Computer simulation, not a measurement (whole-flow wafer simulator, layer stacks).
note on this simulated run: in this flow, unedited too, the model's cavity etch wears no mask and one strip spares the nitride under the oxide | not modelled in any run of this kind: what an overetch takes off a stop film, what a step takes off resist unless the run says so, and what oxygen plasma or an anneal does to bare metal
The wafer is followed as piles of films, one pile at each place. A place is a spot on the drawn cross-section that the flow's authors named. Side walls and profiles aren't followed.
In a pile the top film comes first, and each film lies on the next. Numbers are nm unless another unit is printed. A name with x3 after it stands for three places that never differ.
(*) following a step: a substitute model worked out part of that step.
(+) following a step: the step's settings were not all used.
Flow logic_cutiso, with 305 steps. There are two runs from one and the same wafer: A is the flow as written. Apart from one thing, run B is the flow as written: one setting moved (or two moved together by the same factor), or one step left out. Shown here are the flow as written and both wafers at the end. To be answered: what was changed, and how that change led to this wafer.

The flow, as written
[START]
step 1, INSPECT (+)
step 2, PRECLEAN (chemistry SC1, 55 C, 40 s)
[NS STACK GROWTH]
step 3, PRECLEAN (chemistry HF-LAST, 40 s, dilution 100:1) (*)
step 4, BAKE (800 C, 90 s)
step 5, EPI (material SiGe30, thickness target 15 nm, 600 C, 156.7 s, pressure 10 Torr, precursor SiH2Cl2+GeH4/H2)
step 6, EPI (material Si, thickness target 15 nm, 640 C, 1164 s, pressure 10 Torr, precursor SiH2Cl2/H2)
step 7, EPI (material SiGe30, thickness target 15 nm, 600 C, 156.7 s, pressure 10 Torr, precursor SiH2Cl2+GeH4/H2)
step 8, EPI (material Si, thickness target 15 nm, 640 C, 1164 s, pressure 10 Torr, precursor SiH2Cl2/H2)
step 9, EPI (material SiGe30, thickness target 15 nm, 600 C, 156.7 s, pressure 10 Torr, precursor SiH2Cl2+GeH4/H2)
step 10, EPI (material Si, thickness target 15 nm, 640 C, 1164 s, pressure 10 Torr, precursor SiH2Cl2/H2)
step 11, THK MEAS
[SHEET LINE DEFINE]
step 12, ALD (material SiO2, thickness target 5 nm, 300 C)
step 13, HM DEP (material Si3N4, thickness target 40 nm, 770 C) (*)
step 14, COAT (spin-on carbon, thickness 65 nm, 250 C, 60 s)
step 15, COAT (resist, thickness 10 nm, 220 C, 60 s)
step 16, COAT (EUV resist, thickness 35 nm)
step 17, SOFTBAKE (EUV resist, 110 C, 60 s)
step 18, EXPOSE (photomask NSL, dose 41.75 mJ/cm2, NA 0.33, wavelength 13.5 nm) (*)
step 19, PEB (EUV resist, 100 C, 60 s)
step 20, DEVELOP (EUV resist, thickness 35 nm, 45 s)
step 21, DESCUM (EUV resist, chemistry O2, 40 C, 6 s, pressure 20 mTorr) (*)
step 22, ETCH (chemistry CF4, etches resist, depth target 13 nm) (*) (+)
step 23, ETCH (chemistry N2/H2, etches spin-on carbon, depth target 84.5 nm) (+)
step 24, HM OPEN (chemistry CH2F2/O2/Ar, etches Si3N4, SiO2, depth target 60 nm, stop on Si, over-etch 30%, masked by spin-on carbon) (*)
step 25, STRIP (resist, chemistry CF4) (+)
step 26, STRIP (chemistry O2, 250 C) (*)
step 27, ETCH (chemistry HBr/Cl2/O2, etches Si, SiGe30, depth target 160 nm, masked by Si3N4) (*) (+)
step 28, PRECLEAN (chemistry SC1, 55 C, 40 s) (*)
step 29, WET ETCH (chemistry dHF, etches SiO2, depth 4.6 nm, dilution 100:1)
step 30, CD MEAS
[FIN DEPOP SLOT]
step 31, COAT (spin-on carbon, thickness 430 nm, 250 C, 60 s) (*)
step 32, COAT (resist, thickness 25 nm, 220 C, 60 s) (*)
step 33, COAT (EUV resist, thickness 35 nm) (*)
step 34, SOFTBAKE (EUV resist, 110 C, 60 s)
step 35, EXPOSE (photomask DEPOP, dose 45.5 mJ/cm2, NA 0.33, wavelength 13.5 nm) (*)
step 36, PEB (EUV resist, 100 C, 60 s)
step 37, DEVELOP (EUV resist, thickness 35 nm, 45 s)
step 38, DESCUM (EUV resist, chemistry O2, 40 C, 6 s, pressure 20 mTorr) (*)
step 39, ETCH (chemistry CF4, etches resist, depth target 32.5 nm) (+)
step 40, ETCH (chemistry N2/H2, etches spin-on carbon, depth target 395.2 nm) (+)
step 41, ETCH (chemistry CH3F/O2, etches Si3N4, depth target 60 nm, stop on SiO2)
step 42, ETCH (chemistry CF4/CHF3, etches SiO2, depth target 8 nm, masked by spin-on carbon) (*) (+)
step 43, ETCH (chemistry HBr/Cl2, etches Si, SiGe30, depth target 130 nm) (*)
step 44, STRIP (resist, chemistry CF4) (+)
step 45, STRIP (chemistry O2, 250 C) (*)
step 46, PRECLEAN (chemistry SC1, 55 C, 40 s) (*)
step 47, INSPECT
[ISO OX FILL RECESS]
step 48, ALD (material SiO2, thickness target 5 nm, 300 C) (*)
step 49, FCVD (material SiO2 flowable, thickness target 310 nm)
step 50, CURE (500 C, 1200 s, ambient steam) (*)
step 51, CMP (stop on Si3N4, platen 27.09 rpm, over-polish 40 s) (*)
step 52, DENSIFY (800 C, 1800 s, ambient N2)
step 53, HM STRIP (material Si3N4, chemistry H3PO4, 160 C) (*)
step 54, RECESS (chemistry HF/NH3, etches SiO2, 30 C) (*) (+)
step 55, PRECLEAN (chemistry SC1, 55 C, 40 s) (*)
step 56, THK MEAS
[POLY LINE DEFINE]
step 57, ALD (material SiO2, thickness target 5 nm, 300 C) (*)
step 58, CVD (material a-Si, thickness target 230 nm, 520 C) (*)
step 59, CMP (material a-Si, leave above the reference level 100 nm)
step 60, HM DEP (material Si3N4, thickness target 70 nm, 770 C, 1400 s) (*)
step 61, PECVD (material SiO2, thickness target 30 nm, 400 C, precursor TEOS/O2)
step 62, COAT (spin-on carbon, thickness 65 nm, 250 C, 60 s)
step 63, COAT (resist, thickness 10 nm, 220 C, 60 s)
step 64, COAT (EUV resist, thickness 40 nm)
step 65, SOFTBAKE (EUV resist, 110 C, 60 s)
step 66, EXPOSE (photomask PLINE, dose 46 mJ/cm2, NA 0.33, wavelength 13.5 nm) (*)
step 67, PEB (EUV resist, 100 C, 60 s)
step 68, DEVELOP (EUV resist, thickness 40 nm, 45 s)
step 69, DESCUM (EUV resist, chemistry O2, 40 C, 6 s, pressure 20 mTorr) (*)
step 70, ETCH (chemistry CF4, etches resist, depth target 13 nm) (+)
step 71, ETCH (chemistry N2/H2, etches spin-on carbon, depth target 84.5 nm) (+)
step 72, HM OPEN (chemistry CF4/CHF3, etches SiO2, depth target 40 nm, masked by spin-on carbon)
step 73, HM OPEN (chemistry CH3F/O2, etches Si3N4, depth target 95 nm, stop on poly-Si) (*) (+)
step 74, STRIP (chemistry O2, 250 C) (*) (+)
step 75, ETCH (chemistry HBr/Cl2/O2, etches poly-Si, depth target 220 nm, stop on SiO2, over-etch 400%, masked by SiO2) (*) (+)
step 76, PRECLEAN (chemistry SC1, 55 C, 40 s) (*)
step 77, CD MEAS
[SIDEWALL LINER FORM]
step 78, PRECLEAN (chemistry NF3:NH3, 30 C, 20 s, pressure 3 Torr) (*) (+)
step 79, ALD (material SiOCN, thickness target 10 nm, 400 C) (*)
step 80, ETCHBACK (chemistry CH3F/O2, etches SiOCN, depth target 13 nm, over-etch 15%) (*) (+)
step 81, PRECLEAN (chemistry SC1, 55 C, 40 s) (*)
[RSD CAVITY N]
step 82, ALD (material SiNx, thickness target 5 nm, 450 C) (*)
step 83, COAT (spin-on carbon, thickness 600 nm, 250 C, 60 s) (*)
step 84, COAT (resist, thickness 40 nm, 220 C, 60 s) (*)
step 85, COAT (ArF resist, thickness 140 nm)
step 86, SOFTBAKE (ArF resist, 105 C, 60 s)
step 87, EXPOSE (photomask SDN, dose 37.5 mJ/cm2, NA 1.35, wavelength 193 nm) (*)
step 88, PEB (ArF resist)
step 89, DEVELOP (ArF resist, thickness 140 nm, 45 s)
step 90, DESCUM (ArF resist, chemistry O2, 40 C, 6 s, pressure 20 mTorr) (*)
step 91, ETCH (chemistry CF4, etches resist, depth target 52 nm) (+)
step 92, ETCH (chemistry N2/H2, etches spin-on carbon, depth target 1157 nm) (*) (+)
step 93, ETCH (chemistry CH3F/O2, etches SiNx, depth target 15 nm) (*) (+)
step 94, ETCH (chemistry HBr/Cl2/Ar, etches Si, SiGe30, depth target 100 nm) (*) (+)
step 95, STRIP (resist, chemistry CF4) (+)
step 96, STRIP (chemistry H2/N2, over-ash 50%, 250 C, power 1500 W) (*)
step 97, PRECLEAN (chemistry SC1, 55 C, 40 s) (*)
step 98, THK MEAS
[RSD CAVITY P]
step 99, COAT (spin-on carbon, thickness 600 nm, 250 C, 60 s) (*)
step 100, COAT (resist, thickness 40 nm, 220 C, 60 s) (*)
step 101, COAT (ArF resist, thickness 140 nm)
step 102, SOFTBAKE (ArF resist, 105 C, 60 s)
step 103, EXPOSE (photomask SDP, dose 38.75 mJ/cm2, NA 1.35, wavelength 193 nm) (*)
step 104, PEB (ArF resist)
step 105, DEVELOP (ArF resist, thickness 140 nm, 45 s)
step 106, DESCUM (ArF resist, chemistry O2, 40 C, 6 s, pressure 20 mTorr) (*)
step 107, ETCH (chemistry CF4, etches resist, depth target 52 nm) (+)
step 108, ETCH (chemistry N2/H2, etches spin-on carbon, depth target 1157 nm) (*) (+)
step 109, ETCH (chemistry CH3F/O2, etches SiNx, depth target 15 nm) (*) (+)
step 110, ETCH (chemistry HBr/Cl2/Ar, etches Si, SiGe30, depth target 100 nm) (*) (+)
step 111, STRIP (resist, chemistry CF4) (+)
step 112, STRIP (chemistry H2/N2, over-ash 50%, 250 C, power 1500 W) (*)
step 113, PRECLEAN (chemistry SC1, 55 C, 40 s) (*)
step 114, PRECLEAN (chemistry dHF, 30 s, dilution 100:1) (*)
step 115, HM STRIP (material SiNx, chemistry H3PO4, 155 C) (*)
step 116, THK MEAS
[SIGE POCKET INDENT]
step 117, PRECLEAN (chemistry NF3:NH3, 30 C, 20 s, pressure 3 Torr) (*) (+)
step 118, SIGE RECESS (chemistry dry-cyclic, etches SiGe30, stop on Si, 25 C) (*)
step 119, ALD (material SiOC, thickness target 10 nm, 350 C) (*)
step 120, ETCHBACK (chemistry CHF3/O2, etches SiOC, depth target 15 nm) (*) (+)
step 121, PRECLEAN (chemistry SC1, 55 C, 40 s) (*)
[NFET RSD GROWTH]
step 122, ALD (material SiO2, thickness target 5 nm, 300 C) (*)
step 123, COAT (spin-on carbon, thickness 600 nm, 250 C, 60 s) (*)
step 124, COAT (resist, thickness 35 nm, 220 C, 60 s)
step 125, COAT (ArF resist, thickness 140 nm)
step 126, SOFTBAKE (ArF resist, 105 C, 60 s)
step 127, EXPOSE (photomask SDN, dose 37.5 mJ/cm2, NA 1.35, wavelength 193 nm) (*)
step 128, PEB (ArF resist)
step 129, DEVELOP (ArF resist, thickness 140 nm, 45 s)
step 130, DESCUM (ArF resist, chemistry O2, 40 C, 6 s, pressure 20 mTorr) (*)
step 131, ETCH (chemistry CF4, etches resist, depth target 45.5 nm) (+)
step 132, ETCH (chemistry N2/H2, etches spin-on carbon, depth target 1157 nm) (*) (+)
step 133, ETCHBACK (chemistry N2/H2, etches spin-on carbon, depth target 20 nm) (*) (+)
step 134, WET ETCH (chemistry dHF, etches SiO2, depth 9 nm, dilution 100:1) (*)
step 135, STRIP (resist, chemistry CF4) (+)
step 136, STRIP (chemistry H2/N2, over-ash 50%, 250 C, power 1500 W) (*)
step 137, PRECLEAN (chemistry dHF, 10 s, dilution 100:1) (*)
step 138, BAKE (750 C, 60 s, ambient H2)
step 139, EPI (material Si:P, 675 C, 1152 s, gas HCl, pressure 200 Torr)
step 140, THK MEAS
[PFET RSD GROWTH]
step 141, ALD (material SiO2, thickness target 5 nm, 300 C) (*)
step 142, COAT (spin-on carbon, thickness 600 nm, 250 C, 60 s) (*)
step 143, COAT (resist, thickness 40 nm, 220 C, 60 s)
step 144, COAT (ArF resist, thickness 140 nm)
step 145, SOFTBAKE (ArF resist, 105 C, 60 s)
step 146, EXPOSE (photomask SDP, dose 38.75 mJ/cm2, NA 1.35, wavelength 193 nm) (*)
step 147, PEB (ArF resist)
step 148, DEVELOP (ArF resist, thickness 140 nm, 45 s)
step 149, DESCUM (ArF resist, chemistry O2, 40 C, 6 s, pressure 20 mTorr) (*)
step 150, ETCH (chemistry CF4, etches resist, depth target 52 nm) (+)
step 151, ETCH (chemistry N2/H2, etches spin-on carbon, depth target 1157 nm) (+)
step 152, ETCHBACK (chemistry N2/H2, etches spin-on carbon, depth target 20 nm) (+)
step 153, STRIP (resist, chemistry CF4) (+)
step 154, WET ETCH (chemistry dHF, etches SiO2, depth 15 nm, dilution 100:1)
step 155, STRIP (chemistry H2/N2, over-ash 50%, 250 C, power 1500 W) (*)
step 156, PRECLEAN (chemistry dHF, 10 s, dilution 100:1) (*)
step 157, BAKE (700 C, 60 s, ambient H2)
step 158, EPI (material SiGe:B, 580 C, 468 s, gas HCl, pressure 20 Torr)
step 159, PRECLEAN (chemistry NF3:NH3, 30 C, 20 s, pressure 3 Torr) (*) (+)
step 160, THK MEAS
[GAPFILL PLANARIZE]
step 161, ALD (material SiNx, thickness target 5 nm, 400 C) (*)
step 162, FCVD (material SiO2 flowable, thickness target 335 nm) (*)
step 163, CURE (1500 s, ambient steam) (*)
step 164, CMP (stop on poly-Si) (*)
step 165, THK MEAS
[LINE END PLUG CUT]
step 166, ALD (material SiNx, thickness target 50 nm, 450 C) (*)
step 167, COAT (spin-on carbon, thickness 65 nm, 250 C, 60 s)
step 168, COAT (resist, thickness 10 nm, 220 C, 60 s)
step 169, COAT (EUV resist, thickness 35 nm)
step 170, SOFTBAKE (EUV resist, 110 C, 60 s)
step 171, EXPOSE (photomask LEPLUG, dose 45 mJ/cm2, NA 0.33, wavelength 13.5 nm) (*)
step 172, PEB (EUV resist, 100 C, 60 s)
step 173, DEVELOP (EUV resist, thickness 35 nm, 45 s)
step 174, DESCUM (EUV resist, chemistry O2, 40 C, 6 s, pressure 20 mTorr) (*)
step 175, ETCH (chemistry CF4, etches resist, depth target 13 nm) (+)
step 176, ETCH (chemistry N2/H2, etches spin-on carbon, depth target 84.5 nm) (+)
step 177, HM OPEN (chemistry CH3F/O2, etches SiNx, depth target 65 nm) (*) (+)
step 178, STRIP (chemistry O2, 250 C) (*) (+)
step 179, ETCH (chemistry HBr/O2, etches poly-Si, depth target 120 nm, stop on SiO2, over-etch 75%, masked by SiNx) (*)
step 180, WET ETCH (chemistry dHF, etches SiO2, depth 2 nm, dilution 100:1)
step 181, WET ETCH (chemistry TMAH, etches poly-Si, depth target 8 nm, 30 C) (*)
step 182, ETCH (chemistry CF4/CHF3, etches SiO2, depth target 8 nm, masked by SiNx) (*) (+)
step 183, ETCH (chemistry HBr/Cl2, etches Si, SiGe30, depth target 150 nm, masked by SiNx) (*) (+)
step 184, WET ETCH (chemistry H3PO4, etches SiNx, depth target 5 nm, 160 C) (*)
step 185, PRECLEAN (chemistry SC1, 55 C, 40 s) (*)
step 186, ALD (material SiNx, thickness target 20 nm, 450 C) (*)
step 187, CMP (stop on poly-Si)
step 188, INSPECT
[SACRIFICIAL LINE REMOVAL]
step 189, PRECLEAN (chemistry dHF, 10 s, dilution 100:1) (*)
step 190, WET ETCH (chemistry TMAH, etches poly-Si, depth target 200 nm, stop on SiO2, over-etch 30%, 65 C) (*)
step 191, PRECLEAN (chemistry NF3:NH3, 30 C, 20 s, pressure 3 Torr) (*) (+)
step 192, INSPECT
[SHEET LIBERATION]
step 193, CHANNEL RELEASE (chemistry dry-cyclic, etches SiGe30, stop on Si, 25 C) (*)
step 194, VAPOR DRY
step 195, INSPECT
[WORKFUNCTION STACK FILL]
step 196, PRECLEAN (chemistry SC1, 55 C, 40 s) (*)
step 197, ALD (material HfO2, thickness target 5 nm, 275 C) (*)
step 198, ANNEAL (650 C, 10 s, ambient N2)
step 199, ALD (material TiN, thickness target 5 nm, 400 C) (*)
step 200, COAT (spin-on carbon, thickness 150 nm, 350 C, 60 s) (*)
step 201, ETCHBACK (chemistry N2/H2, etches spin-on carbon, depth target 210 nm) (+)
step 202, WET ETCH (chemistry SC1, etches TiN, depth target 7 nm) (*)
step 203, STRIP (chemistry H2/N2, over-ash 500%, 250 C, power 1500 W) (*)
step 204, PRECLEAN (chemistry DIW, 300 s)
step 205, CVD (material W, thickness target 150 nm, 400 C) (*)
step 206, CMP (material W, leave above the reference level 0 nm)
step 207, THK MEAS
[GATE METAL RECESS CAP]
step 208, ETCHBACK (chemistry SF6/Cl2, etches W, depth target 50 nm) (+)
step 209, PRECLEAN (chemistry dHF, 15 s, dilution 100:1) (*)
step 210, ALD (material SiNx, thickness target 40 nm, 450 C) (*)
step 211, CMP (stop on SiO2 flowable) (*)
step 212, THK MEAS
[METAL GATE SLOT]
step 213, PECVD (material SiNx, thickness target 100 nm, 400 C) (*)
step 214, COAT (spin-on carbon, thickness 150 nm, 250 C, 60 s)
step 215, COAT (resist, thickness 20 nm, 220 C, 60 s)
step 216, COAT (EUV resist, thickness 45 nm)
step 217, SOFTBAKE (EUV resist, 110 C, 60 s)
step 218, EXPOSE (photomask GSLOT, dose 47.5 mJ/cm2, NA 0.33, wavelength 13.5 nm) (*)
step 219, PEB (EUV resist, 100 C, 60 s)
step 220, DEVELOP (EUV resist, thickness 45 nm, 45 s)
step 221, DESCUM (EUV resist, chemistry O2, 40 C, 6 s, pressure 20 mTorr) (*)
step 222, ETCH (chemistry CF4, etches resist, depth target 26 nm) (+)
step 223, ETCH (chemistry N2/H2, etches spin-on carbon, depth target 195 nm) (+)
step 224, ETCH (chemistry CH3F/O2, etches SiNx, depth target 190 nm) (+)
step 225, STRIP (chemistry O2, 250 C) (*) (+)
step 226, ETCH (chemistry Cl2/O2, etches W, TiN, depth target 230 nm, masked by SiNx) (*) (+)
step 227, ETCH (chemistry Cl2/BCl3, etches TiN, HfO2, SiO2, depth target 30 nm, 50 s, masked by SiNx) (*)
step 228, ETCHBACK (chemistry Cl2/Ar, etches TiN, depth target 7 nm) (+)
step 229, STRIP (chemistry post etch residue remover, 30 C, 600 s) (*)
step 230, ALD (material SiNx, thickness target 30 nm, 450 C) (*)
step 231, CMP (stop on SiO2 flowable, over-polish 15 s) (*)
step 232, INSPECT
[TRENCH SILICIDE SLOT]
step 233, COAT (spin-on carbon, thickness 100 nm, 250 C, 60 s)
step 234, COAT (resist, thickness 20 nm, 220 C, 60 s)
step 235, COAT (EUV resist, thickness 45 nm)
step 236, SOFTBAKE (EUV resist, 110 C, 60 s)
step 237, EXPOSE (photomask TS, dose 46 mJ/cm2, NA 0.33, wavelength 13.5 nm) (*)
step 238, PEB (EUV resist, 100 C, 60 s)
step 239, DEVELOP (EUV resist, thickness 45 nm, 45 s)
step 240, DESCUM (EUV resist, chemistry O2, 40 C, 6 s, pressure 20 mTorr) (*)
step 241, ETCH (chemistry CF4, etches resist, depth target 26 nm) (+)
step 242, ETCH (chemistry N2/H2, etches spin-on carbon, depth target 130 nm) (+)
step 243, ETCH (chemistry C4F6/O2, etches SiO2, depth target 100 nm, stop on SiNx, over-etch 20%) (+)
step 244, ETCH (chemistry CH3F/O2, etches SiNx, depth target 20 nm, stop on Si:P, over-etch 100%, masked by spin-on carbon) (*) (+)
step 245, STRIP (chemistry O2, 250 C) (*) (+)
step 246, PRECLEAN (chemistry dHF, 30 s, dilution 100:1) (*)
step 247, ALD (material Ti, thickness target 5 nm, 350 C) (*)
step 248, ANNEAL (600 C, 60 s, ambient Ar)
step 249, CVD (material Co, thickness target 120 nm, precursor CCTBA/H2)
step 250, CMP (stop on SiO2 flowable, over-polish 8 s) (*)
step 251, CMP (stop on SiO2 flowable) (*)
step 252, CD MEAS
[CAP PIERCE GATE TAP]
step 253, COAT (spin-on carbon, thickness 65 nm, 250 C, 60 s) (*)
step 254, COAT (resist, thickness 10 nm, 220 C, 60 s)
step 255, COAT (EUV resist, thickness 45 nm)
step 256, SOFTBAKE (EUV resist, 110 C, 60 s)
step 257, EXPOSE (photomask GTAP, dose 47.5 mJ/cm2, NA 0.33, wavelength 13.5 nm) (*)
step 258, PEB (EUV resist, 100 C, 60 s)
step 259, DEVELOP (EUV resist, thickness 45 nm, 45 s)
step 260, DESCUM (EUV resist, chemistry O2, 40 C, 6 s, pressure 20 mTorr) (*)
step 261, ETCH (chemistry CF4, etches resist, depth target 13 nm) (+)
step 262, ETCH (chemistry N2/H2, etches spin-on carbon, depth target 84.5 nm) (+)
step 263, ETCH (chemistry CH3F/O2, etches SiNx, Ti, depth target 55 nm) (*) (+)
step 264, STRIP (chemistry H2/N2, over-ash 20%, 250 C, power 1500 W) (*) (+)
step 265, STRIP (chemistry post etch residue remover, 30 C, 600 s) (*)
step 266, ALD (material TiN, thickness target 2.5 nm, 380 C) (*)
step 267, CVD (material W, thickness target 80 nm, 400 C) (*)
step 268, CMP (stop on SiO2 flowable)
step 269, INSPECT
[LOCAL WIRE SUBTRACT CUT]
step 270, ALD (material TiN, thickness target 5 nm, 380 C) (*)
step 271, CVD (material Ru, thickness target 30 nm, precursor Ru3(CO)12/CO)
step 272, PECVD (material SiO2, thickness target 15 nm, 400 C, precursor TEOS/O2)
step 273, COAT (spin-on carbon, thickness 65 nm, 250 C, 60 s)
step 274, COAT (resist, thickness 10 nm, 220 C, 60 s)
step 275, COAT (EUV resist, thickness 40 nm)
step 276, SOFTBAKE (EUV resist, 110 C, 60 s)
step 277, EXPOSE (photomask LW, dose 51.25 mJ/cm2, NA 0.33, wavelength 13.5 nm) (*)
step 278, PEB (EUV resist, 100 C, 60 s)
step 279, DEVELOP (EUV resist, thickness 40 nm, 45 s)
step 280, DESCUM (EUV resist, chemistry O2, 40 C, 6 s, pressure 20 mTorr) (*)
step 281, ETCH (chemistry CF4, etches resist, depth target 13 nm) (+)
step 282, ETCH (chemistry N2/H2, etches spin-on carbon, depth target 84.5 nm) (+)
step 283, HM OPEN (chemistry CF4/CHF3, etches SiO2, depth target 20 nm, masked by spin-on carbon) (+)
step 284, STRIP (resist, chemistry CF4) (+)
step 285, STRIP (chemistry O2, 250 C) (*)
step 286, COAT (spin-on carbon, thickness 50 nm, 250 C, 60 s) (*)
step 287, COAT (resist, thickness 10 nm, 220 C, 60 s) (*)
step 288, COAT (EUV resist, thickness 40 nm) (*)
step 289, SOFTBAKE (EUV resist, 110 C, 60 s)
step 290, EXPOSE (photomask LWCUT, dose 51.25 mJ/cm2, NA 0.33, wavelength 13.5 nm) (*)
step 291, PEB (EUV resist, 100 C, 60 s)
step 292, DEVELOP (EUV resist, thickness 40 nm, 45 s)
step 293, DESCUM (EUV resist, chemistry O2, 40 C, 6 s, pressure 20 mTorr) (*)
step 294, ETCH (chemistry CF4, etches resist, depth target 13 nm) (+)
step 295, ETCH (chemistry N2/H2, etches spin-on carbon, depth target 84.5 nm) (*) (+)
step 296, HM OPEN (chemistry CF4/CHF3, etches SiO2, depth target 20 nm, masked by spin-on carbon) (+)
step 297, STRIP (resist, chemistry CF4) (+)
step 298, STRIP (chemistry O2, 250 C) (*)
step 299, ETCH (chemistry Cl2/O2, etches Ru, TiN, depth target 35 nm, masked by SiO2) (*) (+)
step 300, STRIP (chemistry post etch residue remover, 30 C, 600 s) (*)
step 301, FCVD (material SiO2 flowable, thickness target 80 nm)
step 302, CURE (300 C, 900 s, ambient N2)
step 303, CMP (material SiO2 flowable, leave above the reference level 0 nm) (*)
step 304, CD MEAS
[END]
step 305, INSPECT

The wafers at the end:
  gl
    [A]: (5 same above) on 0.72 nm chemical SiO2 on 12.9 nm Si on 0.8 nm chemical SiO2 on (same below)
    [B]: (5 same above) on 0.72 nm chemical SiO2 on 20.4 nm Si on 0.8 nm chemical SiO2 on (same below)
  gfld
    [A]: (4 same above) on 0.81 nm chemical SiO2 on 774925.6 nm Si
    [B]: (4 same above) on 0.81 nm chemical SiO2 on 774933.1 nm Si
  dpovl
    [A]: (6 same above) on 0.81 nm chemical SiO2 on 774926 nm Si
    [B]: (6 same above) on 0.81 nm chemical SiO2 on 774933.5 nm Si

What caused this: step 10, EPI: 1747 s was run, whereas the flow has 1164 s.

The path from the change to this, step by step:
  step 10, EPI (material Si, thickness target 15 nm, 640 C, 1164 s, pressure 10 Torr, precursor SiH2Cl2/H2)
      depop, dpovl, gfld and 19 more: A Si gains 15 (new film) | B Si gains 22.5 (new film)
  step 27, ETCH (chemistry HBr/Cl2/O2, etches Si, SiGe30, depth target 160 nm, masked by Si3N4) (*) (+)
      gfld, gxf, iso, lnri: A chemical SiO2 loses 0.79 (all of it), Si loses 11.4 (all of it), SiGe30 loses 15 (all of it), Si loses 15 (all of it), SiGe30 loses 15 (all of it), Si loses 15 (all of it), SiGe30 loses 15 (all of it), Si loses 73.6 | B chemical SiO2 loses 0.79 (all of it), Si loses 18.9 (all of it), SiGe30 loses 15 (all of it), Si loses 15 (all of it), SiGe30 loses 15 (all of it), Si loses 15 (all of it), SiGe30 loses 15 (all of it), Si loses 66.1
      dpovl, nsgap: A chemical SiO2 loses 0.79 (all of it), Si loses 11.8 (all of it), SiGe30 loses 15 (all of it), Si loses 15 (all of it), SiGe30 loses 15 (all of it), Si loses 15 (all of it), SiGe30 loses 15 (all of it), Si loses 73.2 | B chemical SiO2 loses 0.79 (all of it), Si loses 19.3 (all of it), SiGe30 loses 15 (all of it), Si loses 15 (all of it), SiGe30 loses 15 (all of it), Si loses 15 (all of it), SiGe30 loses 15 (all of it), Si loses 65.7
      (also at 1 further place)
  step 43, ETCH (chemistry HBr/Cl2, etches Si, SiGe30, depth target 130 nm) (*)
      depop: A Si loses 14 (all of it), SiGe30 loses 15 (all of it), Si loses 15 (all of it), SiGe30 loses 15 (all of it), Si loses 15 (all of it), SiGe30 loses 15 (all of it), Si loses 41 | B Si loses 21.5 (all of it), SiGe30 loses 15 (all of it), Si loses 15 (all of it), SiGe30 loses 15 (all of it), Si loses 15 (all of it), SiGe30 loses 15 (all of it), Si loses 33.5
  step 94, ETCH (chemistry HBr/Cl2/Ar, etches Si, SiGe30, depth target 100 nm) (*) (+)
      rsdn, rsdx: A chemical SiO2 loses 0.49 (all of it), Si loses 12.8 (all of it), SiGe30 loses 15 (all of it), Si loses 15 (all of it), SiGe30 loses 15 (all of it), Si loses 15 (all of it), SiGe30 loses 15 (all of it), Si loses 12.2 | B chemical SiO2 loses 0.49 (all of it), Si loses 20.3 (all of it), SiGe30 loses 15 (all of it), Si loses 15 (all of it), SiGe30 loses 15 (all of it), Si loses 15 (all of it), SiGe30 loses 15 (all of it), Si loses 4.66
  step 110, ETCH (chemistry HBr/Cl2/Ar, etches Si, SiGe30, depth target 100 nm) (*) (+)
      rsdp, rsdw: A chemical SiO2 loses 0.49 (all of it), Si loses 12.8 (all of it), SiGe30 loses 15 (all of it), Si loses 15 (all of it), SiGe30 loses 15 (all of it), Si loses 15 (all of it), SiGe30 loses 15 (all of it), Si loses 12.2 | B chemical SiO2 loses 0.49 (all of it), Si loses 20.3 (all of it), SiGe30 loses 15 (all of it), Si loses 15 (all of it), SiGe30 loses 15 (all of it), Si loses 15 (all of it), SiGe30 loses 15 (all of it), Si loses 4.66
  step 183, ETCH (chemistry HBr/Cl2, etches Si, SiGe30, depth target 150 nm, masked by SiNx) (*) (+)
      plug: A Si loses 13.6 (all of it), SiGe30 loses 15 (all of it), Si loses 15 (all of it), SiGe30 loses 15 (all of it), Si loses 15 (all of it), SiGe30 loses 15 (all of it), Si loses 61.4 | B Si loses 21.1 (all of it), SiGe30 loses 15 (all of it), Si loses 15 (all of it), SiGe30 loses 15 (all of it), Si loses 15 (all of it), SiGe30 loses 15 (all of it), Si loses 53.9
